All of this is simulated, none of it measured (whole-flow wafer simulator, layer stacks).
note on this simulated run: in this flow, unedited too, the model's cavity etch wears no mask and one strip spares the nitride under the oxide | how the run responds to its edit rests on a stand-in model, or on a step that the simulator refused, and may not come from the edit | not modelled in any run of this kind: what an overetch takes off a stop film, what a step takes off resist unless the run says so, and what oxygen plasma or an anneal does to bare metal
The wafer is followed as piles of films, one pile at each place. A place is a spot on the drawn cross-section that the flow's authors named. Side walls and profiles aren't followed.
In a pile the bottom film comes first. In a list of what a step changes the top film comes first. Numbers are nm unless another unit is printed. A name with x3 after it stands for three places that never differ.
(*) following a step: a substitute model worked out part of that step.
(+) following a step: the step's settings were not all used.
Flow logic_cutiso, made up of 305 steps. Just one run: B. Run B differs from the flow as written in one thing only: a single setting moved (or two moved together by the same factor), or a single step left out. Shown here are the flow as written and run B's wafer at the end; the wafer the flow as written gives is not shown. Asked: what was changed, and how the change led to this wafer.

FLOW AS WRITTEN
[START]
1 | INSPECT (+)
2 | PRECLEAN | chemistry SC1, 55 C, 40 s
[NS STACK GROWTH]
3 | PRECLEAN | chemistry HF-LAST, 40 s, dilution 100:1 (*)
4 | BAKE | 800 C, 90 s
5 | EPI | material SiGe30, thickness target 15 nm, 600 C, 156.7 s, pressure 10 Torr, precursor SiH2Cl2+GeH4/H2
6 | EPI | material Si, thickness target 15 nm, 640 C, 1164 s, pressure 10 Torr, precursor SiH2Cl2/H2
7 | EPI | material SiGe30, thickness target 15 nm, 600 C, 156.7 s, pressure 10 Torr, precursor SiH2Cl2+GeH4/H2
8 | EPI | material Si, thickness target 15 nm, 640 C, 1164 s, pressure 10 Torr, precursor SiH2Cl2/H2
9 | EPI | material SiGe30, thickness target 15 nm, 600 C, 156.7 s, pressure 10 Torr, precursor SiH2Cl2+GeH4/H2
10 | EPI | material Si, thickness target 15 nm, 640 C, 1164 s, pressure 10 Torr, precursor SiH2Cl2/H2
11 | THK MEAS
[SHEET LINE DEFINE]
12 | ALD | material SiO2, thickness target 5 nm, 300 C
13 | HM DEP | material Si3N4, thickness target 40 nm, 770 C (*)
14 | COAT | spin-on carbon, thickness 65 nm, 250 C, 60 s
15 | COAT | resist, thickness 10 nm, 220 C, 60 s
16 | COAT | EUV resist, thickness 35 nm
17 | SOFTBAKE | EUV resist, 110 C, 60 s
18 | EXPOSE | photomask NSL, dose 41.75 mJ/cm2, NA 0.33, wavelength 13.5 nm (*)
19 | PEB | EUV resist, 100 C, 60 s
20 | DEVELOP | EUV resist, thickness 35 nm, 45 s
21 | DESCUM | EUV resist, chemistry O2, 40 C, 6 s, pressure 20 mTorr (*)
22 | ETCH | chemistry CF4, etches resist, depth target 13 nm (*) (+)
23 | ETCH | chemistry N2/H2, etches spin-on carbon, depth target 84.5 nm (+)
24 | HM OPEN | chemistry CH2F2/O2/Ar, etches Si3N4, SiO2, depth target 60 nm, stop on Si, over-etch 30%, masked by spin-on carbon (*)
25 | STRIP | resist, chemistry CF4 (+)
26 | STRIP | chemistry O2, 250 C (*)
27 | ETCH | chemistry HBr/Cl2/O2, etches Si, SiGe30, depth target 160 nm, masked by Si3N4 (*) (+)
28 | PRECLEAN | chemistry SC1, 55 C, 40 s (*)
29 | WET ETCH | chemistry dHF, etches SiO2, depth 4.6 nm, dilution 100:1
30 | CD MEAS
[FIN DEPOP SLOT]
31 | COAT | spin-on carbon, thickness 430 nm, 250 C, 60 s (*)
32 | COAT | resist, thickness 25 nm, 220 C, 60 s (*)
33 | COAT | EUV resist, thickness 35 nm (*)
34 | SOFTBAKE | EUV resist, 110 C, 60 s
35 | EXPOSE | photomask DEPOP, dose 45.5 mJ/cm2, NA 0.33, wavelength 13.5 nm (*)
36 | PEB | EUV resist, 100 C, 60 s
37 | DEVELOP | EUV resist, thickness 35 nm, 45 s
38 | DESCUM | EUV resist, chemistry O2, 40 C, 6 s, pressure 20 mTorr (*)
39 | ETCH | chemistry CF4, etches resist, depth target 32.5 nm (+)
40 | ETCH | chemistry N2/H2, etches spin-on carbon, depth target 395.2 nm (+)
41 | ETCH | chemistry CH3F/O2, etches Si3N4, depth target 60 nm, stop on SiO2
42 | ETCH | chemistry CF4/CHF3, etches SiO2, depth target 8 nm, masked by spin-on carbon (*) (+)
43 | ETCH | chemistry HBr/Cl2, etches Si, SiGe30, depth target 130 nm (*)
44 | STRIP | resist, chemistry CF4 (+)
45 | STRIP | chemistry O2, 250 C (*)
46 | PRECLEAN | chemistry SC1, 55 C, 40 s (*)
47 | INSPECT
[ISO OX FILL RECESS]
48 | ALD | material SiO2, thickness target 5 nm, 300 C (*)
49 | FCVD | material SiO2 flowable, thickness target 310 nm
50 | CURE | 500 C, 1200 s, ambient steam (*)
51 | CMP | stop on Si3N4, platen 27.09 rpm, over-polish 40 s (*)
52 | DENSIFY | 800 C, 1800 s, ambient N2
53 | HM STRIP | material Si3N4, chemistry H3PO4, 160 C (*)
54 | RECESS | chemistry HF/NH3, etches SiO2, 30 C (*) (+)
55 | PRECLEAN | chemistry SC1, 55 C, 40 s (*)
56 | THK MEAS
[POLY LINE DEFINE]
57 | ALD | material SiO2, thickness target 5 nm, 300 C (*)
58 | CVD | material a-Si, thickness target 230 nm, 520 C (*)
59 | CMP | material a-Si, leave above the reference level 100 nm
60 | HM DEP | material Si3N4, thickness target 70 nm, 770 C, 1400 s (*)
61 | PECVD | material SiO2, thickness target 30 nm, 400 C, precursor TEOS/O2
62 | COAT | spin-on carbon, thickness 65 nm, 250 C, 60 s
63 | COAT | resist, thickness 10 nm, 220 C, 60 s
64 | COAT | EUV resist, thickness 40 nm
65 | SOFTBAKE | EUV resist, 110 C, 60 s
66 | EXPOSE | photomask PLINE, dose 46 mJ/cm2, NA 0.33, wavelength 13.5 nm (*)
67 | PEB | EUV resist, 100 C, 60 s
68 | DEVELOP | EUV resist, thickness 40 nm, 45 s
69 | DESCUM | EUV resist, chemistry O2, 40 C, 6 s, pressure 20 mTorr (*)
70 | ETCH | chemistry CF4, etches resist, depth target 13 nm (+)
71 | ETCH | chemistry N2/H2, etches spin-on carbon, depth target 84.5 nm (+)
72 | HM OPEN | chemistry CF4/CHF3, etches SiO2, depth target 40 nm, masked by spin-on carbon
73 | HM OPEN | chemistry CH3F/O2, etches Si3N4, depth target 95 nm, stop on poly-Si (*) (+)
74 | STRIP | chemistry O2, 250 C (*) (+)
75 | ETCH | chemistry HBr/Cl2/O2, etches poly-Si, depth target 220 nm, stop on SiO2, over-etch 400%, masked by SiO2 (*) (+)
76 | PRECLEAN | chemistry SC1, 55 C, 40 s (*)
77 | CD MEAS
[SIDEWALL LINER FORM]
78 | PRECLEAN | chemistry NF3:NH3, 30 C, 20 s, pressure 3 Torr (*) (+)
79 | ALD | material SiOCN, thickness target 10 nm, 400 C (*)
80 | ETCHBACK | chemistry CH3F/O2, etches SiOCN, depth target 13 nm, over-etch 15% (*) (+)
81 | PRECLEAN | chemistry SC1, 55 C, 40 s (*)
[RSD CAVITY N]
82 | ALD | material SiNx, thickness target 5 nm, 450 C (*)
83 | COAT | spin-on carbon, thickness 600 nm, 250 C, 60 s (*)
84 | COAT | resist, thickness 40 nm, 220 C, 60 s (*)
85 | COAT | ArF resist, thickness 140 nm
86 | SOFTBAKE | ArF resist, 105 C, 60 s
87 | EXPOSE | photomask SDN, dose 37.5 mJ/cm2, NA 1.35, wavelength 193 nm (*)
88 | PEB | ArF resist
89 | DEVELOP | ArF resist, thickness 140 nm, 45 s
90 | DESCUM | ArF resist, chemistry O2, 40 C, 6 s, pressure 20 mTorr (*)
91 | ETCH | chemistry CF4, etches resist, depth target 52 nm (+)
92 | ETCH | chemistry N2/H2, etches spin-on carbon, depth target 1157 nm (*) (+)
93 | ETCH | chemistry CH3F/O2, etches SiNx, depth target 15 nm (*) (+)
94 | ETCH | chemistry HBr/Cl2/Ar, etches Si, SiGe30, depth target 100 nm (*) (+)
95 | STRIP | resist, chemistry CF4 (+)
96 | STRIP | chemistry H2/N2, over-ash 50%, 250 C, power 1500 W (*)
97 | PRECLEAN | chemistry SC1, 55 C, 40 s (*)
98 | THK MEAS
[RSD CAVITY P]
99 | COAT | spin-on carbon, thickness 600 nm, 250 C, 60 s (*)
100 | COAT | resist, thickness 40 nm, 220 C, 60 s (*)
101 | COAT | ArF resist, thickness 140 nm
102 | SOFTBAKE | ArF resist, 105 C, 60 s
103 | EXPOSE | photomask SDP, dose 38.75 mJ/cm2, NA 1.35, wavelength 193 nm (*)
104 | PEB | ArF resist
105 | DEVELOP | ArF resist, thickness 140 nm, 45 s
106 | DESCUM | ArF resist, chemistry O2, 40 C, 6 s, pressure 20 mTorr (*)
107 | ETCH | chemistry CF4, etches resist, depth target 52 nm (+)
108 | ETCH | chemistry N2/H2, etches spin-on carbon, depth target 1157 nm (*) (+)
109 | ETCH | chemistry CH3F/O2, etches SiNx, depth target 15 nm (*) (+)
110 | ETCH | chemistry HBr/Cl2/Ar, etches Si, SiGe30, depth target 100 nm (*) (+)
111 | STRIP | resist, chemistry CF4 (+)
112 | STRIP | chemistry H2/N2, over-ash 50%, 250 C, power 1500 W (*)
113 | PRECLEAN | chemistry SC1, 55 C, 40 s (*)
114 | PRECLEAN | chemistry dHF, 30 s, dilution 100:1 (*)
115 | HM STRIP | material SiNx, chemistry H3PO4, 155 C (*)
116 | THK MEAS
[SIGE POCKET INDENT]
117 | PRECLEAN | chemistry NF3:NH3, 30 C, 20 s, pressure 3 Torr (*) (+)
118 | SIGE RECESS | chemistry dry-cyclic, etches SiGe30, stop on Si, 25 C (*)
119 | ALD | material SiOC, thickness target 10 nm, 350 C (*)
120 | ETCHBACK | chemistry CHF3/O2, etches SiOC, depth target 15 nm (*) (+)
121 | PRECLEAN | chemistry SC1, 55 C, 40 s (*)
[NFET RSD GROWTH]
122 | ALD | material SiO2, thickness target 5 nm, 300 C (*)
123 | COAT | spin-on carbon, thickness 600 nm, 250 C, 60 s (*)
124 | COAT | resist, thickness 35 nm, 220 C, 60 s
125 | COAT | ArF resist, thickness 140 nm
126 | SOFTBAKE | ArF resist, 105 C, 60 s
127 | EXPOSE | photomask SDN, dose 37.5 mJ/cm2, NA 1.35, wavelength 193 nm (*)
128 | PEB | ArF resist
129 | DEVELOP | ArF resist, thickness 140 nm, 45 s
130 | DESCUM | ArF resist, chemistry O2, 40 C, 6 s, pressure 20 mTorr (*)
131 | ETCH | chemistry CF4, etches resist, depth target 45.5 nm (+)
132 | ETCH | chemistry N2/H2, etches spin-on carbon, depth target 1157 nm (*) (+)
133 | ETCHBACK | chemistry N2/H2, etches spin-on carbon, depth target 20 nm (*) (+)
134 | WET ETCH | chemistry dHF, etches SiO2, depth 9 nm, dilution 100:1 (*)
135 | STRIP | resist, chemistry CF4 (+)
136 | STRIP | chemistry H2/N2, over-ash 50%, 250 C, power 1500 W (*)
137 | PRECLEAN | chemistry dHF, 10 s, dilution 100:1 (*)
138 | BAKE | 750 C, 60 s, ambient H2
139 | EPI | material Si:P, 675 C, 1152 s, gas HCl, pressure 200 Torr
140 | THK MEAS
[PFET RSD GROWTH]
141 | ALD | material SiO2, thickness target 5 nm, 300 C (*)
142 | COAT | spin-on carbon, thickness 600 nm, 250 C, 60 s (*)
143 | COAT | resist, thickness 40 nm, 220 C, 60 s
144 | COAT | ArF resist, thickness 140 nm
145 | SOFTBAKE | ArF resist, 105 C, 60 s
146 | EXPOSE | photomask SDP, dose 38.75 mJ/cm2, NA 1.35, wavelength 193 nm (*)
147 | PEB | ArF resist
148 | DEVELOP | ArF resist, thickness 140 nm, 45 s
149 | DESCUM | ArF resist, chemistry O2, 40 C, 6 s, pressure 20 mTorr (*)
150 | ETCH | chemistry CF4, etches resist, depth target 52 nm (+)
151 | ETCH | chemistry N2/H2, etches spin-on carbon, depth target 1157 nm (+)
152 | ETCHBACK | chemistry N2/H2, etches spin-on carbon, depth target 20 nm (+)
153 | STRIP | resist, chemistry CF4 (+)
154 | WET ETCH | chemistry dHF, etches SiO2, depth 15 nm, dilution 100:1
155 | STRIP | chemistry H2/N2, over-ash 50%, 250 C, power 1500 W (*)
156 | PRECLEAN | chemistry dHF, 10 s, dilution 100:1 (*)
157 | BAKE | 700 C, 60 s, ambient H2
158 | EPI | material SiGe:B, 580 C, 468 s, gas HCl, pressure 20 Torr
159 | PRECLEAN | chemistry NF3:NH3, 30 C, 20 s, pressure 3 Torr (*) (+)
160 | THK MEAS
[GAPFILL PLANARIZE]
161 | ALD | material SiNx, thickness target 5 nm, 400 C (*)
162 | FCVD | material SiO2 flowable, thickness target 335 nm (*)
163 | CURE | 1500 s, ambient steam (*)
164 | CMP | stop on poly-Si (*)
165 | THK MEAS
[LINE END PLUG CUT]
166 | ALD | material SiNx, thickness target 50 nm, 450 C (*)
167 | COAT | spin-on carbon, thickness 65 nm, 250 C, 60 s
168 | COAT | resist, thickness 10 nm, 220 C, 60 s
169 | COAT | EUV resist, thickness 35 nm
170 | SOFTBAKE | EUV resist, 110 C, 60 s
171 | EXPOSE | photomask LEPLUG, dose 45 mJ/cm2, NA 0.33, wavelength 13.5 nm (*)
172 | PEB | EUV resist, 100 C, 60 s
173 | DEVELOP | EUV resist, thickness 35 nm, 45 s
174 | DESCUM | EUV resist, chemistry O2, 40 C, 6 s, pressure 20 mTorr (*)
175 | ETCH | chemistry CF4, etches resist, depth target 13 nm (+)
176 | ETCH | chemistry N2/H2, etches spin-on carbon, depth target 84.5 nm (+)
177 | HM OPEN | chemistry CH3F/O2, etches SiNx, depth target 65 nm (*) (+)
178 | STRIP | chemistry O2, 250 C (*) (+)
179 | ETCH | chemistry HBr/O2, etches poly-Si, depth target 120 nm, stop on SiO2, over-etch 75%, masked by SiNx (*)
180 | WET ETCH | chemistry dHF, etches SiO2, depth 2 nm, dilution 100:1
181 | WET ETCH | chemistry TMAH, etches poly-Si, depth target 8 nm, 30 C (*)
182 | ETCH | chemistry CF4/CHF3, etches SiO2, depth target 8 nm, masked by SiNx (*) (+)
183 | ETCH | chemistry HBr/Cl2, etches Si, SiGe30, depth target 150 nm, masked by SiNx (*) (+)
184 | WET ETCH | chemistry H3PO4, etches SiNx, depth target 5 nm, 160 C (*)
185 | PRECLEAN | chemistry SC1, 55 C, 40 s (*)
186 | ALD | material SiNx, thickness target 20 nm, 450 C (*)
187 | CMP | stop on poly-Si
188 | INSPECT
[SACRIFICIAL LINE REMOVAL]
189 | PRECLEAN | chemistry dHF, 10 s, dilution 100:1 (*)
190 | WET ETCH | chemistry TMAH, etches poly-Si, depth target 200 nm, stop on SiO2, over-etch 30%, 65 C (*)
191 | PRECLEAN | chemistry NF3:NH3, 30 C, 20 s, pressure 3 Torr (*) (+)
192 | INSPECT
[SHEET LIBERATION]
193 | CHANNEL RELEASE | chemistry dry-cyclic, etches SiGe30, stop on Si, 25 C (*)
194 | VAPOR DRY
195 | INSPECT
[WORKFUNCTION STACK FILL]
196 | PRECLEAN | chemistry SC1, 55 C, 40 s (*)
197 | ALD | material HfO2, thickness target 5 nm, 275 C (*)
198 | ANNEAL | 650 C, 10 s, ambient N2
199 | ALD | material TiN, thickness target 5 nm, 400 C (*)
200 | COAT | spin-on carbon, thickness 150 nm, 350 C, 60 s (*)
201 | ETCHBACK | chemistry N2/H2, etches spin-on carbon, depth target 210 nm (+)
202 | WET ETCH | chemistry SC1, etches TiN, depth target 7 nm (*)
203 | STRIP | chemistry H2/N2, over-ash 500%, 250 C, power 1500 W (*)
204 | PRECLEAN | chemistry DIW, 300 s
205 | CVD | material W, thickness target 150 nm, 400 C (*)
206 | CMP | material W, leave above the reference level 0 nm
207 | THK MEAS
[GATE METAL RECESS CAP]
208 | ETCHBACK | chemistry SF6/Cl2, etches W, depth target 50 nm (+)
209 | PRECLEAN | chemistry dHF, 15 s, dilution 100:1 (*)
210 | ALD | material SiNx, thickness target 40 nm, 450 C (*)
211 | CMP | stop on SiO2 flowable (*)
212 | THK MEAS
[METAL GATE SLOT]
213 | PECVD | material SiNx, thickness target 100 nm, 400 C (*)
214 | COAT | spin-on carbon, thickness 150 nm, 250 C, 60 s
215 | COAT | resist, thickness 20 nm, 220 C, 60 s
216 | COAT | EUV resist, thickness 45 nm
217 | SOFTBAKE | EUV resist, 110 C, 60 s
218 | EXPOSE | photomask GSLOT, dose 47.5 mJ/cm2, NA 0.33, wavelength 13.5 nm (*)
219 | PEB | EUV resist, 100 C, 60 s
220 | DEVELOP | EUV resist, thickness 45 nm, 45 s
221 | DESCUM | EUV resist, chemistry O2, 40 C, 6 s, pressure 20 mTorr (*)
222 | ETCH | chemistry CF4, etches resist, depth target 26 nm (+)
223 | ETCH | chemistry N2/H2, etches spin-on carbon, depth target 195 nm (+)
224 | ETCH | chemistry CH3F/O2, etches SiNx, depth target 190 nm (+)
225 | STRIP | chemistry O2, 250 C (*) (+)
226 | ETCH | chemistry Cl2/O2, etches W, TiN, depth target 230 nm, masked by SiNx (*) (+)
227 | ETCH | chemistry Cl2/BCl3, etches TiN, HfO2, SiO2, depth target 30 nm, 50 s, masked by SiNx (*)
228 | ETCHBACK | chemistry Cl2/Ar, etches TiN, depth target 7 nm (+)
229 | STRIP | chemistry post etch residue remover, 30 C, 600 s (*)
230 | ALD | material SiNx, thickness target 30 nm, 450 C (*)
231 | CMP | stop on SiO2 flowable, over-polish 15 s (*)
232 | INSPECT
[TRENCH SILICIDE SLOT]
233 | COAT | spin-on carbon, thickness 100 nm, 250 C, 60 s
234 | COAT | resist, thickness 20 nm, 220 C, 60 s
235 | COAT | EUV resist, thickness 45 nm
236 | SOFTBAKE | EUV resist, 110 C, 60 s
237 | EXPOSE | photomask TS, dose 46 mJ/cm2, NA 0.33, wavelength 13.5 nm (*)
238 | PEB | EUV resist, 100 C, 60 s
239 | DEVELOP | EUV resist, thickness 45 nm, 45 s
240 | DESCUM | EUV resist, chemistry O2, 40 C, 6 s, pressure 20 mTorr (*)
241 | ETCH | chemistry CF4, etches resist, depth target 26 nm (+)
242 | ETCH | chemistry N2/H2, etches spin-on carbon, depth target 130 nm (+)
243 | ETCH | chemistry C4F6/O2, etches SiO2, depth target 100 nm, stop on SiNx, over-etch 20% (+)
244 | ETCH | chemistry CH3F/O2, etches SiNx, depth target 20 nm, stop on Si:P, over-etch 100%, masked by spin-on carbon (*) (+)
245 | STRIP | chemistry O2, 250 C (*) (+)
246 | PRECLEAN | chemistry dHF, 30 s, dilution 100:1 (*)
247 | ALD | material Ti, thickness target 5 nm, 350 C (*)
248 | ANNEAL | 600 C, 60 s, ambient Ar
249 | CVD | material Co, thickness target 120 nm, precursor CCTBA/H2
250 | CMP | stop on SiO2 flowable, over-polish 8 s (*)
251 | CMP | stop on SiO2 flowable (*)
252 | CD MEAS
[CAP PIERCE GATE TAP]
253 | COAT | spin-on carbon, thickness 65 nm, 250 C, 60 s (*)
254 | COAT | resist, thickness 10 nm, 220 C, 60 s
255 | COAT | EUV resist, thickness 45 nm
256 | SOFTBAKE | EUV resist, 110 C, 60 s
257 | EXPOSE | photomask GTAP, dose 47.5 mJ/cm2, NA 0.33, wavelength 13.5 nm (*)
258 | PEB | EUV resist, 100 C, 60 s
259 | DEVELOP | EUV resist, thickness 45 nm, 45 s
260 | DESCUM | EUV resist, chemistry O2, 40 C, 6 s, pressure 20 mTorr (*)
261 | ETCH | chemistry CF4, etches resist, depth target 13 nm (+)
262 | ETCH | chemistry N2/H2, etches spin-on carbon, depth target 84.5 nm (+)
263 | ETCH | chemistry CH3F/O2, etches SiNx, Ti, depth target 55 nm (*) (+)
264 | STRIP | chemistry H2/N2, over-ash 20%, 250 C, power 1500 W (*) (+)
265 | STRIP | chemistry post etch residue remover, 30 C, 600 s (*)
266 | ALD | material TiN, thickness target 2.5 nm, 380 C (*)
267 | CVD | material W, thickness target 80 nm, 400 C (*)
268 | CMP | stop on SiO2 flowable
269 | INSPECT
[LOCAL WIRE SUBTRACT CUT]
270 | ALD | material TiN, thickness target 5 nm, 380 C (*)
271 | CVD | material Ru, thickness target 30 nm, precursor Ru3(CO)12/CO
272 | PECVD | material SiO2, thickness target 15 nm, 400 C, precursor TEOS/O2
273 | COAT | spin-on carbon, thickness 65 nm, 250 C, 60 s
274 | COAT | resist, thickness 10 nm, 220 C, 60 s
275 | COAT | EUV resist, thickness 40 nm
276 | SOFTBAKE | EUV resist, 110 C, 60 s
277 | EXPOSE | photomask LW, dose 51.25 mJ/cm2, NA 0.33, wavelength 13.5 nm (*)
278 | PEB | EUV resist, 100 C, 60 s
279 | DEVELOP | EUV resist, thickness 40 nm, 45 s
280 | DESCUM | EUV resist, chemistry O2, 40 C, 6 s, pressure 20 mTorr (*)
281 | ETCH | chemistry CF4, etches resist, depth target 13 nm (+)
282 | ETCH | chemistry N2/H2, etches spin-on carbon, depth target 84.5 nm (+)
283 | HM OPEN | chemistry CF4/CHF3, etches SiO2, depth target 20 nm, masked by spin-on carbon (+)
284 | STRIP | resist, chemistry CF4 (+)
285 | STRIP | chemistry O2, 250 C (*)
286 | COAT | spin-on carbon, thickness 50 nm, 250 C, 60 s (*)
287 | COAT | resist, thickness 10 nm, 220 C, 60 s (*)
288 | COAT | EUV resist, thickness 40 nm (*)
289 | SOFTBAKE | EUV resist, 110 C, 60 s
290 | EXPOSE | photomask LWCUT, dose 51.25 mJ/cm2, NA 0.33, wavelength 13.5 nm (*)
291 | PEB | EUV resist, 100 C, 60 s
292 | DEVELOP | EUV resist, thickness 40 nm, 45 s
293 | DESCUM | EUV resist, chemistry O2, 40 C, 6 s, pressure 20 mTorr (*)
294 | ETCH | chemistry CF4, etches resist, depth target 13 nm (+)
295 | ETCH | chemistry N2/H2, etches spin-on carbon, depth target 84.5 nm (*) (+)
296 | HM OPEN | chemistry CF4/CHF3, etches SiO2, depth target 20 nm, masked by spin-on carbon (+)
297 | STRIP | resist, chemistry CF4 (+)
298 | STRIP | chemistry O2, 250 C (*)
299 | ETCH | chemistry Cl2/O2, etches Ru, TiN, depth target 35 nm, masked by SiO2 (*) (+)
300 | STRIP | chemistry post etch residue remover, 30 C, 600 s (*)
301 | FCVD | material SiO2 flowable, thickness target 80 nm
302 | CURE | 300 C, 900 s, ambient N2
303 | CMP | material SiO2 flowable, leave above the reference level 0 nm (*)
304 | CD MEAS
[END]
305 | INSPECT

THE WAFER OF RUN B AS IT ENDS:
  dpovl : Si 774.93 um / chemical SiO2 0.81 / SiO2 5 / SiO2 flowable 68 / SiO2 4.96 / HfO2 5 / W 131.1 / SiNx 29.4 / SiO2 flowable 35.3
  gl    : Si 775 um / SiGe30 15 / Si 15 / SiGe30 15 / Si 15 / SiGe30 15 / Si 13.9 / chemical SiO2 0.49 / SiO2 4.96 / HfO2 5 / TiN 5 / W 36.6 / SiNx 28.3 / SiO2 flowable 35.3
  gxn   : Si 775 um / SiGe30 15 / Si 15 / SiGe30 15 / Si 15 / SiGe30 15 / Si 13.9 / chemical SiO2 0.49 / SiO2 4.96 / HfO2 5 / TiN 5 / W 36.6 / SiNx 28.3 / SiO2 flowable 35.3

What caused this: step 191, PRECLEAN: chemistry NF3:NH3, 30 C, 20 s, pressure 3 Torr (*) (+), was omitted.

The path from the change to this, step by step:
  193 | CHANNEL RELEASE | chemistry dry-cyclic, etches SiGe30, stop on Si, 25 C (*)
      gl, glp, gxn, gxp, ns, tap: nothing (as written it would have been: +0.8 chemical SiO2 (new film), -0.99 Si, +0.8 chemical SiO2 (new film), +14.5 cavity (new film), +0.8 chemical SiO2 (new film), -15 SiGe30 (all of it), -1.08 Si, +0.8 chemical SiO2 (new film), +14.5 cavity (new film), +0.8 chemical SiO2 (new film), -15 SiGe30 (all of it), -1.08 Si, +0.8 chemical SiO2 (new film), +14.5 cavity (new film), +0.8 chemical SiO2 (new film), -15 SiGe30 (all of it), -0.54 Si)
  197 | ALD | material HfO2, thickness target 5 nm, 275 C (*)
      gl, glp, gxn, gxp, ns, tap: +5 HfO2 (new film) (as written it would have been: +5 HfO2 (new film), +5 HfO2 (new film), -10 cavity, +5 HfO2 (new film), +5 HfO2 (new film), -10 cavity, +5 HfO2 (new film), +5 HfO2 (new film), -10 cavity, +5 HfO2 (new film))
      gxf: +5.04 HfO2 (new film) (as written it would have been: +7.7 HfO2 (new film))
  199 | ALD | material TiN, thickness target 5 nm, 400 C (*)
      gl, glp, tap: +5 TiN (new film) (as written it would have been: +5.26 TiN (new film), +4.49 TiN (new film), -4.49 cavity (all of it), +4.49 TiN (new film), -4.49 cavity (all of it), +4.49 TiN (new film), -4.49 cavity (all of it))
      gxn, gxp, ns: +5 TiN (new film) (as written it would have been: +5 TiN (new film), +4.49 TiN (new film), -4.49 cavity (all of it), +4.49 TiN (new film), -4.49 cavity (all of it), +4.49 TiN (new film), -4.49 cavity (all of it))
      (and at 2 other places as well)
  200 | COAT | spin-on carbon, thickness 150 nm, 350 C, 60 s (*)
      lnr, lnrp: +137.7 spin-on carbon (new film) (as written it would have been: +133.9 spin-on carbon (new film))
      rsdn, rsdw: +139.9 spin-on carbon (new film) (as written it would have been: +145.8 spin-on carbon (new film))
      (and at 12 other places as well)
  201 | ETCHBACK | chemistry N2/H2, etches spin-on carbon, depth target 210 nm (+)
      lnr, lnrp: -137.7 spin-on carbon (all of it) (as written it would have been: -133.9 spin-on carbon (all of it))
      rsdn, rsdw: -139.9 spin-on carbon (all of it) (as written it would have been: -145.8 spin-on carbon (all of it))
      (and at 11 other places as well)
  203 | STRIP | chemistry H2/N2, over-ash 500%, 250 C, power 1500 W (*)
      gxn, gxp: -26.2 spin-on carbon (all of it) (as written it would have been: -26.8 spin-on carbon (all of it))
      gxf: -26.2 spin-on carbon (all of it) (as written it would have been: -115.8 spin-on carbon (all of it))
  205 | CVD | material W, thickness target 150 nm, 400 C (*)
      rsdn, rsdp, rsdw, rsdx: +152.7 W (new film) (as written it would have been: +162.2 W (new film))
      gxf: +244.3 W (new film) (as written it would have been: +337.8 W (new film))
      (and at 1 other place as well)
  206 | CMP | material W, leave above the reference level 0 nm
      depop, dpovl, gfld and 9 more: -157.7 W (as written it would have been: -167.2 W)
      lnr, lnri, lnrp, lnrt: -150.1 W (all of it), -5 HfO2 (all of it), -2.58 SiOCN (as written it would have been: -150 W (all of it), -5 HfO2 (all of it), -12.2 SiOCN)
      (and at 6 other places as well)
  226 | ETCH | chemistry Cl2/O2, etches W, TiN, depth target 230 nm, masked by SiNx (*) (+)
      depop, dpovl, gl and 18 more: -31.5 SiNx (as written it would have been: -30.8 SiNx)
      gfld: -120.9 W (all of it), -5 TiN (all of it), -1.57 HfO2 (as written it would have been: -115.4 W (all of it), -7.64 TiN (all of it), -1.54 HfO2)
  227 | ETCH | chemistry Cl2/BCl3, etches TiN, HfO2, SiO2, depth target 30 nm, 50 s, masked by SiNx (*)
      gfld: -3.43 HfO2 (all of it), -4.96 SiO2 (all of it), -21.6 SiO2 flowable (as written it would have been: -3.46 HfO2 (all of it), -26.5 SiO2 flowable)
  243 | ETCH | chemistry C4F6/O2, etches SiO2, depth target 100 nm, stop on SiNx, over-etch 20% (+)
      depop, dpovl, gfld and 16 more: -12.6 resist (all of it), -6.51 spin-on carbon (as written it would have been: -12.6 resist (all of it), -5.26 spin-on carbon)
      rsdn, rsdp, rsdw: -67.9 SiO2 flowable (all of it) (as written it would have been: -57.5 SiO2 flowable (all of it))
  249 | CVD | material Co, thickness target 120 nm, precursor CCTBA/H2
      rsdp, rsdw: +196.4 Co (new film) (as written it would have been: +186 Co (new film))
      rsdn: +198.3 Co (new film) (as written it would have been: +187.9 Co (new film))
Taking metal films that touch as one body, gl has 1 body; the flow as written gives 4 bodies (between them, from the top down: HfO2 5 / chemical SiO2 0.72 / Si 12.9 / chemical SiO2 0.8 / HfO2 5; HfO2 5 / chemical SiO2 0.8 / Si 13.9 / chemical SiO2 0.8 / HfO2 5; HfO2 5 / chemical SiO2 0.8 / Si 13.9 / chemical SiO2 0.8 / HfO2 5).
Taking metal films that touch as one body, gxn has 1 body; the flow as written gives 4 bodies (between them, from the top down: HfO2 5 / chemical SiO2 0.72 / Si 12.9 / chemical SiO2 0.8 / HfO2 5; HfO2 5 / chemical SiO2 0.8 / Si 13.9 / chemical SiO2 0.8 / HfO2 5; HfO2 5 / chemical SiO2 0.8 / Si 13.9 / chemical SiO2 0.8 / HfO2 5).
